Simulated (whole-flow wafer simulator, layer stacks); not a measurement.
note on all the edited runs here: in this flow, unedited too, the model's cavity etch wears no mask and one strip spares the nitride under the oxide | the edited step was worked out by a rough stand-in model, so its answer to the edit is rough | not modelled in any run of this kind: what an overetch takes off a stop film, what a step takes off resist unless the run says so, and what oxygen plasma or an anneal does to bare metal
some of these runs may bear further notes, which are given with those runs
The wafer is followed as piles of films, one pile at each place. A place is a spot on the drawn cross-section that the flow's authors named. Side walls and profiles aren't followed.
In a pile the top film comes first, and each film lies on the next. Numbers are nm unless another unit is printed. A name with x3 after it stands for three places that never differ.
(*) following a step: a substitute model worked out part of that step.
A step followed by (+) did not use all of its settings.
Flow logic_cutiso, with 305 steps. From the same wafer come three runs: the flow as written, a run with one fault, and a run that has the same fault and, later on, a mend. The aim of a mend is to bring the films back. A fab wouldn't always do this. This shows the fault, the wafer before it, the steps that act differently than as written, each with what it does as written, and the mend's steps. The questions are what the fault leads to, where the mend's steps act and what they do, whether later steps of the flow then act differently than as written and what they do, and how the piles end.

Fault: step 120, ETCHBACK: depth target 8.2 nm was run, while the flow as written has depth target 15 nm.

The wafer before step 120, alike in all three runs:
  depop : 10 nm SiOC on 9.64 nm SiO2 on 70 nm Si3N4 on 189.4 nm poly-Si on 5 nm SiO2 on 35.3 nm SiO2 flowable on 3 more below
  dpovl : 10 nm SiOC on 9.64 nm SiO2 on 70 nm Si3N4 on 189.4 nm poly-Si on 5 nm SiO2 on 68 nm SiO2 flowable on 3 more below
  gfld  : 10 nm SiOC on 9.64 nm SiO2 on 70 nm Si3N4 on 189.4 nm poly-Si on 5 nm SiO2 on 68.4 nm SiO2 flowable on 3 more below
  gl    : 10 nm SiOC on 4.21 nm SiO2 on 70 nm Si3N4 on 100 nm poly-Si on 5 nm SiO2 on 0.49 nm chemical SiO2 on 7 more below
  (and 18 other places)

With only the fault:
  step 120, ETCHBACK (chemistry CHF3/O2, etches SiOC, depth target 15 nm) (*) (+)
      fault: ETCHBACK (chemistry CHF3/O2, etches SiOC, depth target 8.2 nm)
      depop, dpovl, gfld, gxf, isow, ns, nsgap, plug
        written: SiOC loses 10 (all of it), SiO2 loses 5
        fault: SiOC loses 8.2
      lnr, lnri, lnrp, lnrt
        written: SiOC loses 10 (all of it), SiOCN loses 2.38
        fault: SiOC loses 8.2
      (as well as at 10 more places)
  Steps later in the flow that act otherwise than as written (not shown: 26 more steps that differ only slightly, by at most 2% or 0.5 nm, whichever is larger):
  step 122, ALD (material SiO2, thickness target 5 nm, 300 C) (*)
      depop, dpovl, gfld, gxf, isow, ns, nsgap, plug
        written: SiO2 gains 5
        fault: SiO2 gains 5 (new film)
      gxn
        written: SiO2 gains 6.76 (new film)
        fault: SiO2 gains 5 (new film)
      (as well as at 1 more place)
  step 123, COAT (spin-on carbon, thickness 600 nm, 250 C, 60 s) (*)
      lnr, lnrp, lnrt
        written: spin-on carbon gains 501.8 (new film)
        fault: spin-on carbon gains 513 (new film)
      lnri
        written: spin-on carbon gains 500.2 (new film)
        fault: spin-on carbon gains 511.5 (new film)
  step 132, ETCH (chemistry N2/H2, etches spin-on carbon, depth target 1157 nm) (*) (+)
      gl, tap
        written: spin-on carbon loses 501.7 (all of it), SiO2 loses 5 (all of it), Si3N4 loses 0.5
        fault: spin-on carbon loses 510.6 (all of it), SiO2 loses 5 (all of it), SiOC loses 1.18
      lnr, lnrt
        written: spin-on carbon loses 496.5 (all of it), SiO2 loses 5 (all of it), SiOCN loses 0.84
        fault: spin-on carbon loses 507.8 (all of it), SiO2 loses 5 (all of it), SiOC loses 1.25
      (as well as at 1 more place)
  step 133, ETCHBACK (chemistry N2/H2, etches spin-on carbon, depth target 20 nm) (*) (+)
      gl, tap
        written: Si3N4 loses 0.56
        fault: SiOC loses 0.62 (all of it), SiO2 loses 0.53
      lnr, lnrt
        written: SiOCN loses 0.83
        fault: SiOC loses 0.55 (all of it), SiOCN loses 0.44
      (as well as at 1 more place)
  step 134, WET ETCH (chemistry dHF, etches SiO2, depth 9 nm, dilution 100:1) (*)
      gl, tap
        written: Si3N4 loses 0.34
        fault: SiO2 loses 3.68 (all of it), Si3N4 loses 0.16
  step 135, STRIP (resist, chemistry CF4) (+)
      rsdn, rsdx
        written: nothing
        fault: SiOC loses 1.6 (all of it)
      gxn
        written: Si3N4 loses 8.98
        fault: SiO2 loses 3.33
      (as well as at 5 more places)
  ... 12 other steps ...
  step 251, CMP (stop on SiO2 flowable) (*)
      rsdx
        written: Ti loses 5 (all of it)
        fault: Ti loses 4.7
  At iso, rsdp, rsdw, the piles at the end differ from the flow's by more than 2% or 0.5 nm, whichever is larger.
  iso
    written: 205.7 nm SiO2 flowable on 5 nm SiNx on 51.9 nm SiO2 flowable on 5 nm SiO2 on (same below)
    fault: 198.2 nm SiO2 flowable on 5 nm SiNx on 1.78 nm SiOC on 57.5 nm SiO2 flowable on 5 nm SiO2 on (same below)
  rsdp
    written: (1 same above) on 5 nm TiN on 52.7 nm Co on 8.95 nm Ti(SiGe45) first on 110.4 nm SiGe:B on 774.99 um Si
    fault: (1 same above) on 5 nm TiN on 52.6 nm Co on 8.95 nm Ti(SiGe45) first on 108.4 nm SiGe:B on 1.74 nm SiOC on 774.99 um Si
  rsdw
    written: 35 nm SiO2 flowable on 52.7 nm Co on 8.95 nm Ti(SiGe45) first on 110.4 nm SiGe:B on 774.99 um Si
    fault: 35 nm SiO2 flowable on 52.6 nm Co on 8.95 nm Ti(SiGe45) first on 108.4 nm SiGe:B on 1.74 nm SiOC on 774.99 um Si

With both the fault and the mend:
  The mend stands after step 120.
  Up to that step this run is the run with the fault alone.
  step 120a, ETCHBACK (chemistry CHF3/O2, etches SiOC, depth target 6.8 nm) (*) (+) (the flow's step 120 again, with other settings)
      depop, dpovl, gfld, gxf, isow, ns, nsgap, plug
        SiOC loses 1.8 (all of it), SiO2 loses 5
      lnr, lnri, lnrp, lnrt
        SiOC loses 1.8 (all of it), SiOCN loses 2.38
      rsdn, rsdp, rsdw, rsdx
        SiOC loses 1.8 (all of it)
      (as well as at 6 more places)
  None of the later steps of the flow differs from how it acts as written, at any place that is followed, by more than 2% or 0.5 nm, whichever is larger.
  At every place that both follow, the piles at the end match the flow's.
